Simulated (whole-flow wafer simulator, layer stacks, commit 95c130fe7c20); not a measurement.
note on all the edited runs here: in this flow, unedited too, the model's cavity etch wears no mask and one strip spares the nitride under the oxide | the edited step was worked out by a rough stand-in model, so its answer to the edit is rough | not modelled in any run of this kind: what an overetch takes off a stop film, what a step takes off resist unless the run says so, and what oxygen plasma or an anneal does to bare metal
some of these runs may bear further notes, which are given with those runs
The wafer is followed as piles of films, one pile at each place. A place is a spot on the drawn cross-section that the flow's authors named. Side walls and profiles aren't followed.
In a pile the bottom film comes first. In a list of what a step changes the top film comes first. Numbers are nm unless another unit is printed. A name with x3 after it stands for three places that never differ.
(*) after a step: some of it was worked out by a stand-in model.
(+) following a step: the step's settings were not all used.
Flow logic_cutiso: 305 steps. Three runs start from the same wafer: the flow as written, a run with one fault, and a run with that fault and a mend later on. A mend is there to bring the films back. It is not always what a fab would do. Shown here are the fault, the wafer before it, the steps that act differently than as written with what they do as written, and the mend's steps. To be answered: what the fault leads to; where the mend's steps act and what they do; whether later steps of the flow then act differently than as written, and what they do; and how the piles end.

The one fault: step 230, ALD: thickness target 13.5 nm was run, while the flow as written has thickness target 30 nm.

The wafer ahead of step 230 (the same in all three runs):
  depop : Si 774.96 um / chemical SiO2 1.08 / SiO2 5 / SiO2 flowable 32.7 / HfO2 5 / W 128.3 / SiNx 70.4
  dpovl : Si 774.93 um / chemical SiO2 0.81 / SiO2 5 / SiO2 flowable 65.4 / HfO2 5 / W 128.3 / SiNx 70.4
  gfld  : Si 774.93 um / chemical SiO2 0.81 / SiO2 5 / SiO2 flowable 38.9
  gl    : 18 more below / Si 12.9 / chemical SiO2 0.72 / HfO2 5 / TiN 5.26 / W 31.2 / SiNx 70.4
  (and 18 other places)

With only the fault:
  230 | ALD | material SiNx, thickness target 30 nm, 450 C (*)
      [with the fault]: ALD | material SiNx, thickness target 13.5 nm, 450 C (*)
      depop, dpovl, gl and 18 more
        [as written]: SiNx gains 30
        [with the fault]: SiNx gains 13.5
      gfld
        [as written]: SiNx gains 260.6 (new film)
        [with the fault]: SiNx gains 13.5 (new film)
  Later steps of the flow acting differently than as written (12 other steps are not shown; they differ only slightly, by no more than 2% or 0.5 nm, whichever is larger):
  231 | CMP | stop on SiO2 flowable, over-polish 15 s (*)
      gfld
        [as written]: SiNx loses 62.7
        [with the fault]: nothing
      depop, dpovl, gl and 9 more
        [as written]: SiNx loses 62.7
        [with the fault]: SiNx loses 46.2
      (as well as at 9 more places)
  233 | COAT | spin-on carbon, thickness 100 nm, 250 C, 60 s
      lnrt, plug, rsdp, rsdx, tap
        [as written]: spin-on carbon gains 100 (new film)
        [with the fault]: spin-on carbon gains 94.4 (new film)
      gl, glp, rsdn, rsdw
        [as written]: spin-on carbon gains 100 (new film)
        [with the fault]: spin-on carbon gains 94.5 (new film)
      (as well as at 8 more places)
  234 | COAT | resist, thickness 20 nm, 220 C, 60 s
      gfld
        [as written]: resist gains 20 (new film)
        [with the fault]: resist gains 22 (new film)
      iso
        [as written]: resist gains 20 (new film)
        [with the fault]: resist gains 21.2 (new film)
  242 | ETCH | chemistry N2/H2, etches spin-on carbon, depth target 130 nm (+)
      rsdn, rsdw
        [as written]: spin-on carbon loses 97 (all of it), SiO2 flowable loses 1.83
        [with the fault]: spin-on carbon loses 91.3 (all of it), SiO2 flowable loses 2.15
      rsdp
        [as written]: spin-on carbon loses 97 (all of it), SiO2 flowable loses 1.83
        [with the fault]: spin-on carbon loses 91.2 (all of it), SiO2 flowable loses 2.15
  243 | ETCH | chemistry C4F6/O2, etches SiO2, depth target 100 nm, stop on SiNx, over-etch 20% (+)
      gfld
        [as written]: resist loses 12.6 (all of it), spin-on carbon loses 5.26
        [with the fault]: resist loses 14.6 (all of it), spin-on carbon loses 4.96
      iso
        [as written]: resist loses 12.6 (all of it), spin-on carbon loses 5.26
        [with the fault]: resist loses 13.8 (all of it), spin-on carbon loses 5.07
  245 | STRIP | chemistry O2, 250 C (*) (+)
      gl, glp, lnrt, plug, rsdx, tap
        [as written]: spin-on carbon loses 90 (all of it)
        [with the fault]: spin-on carbon loses 84.4 (all of it)
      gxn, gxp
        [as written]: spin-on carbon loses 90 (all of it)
        [with the fault]: spin-on carbon loses 84.1 (all of it)
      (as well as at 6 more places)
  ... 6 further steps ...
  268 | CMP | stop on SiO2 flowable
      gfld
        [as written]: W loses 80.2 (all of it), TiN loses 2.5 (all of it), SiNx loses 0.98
        [with the fault]: W loses 80 (all of it), TiN loses 2.5 (all of it), Co loses 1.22
  The piles end different from the flow's at gfld by more than 2% or 0.5 nm, whichever is larger.
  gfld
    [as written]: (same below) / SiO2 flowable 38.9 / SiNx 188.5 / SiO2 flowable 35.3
    [with the fault]: (same below) / SiO2 flowable 38.9 / SiNx 12.4 / Ti 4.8 / void 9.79 / Ti 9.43 / Co 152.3 / SiO2 flowable 35

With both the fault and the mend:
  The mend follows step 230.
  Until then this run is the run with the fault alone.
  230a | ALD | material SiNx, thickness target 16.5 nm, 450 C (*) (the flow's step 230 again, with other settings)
      depop, dpovl, gl and 18 more
        SiNx gains 16.5
      gfld
        SiNx gains 247.1
  Every later step of the flow that is run acts as written at every place that is followed.
  The piles end the same as the flow's at every place that both follow.
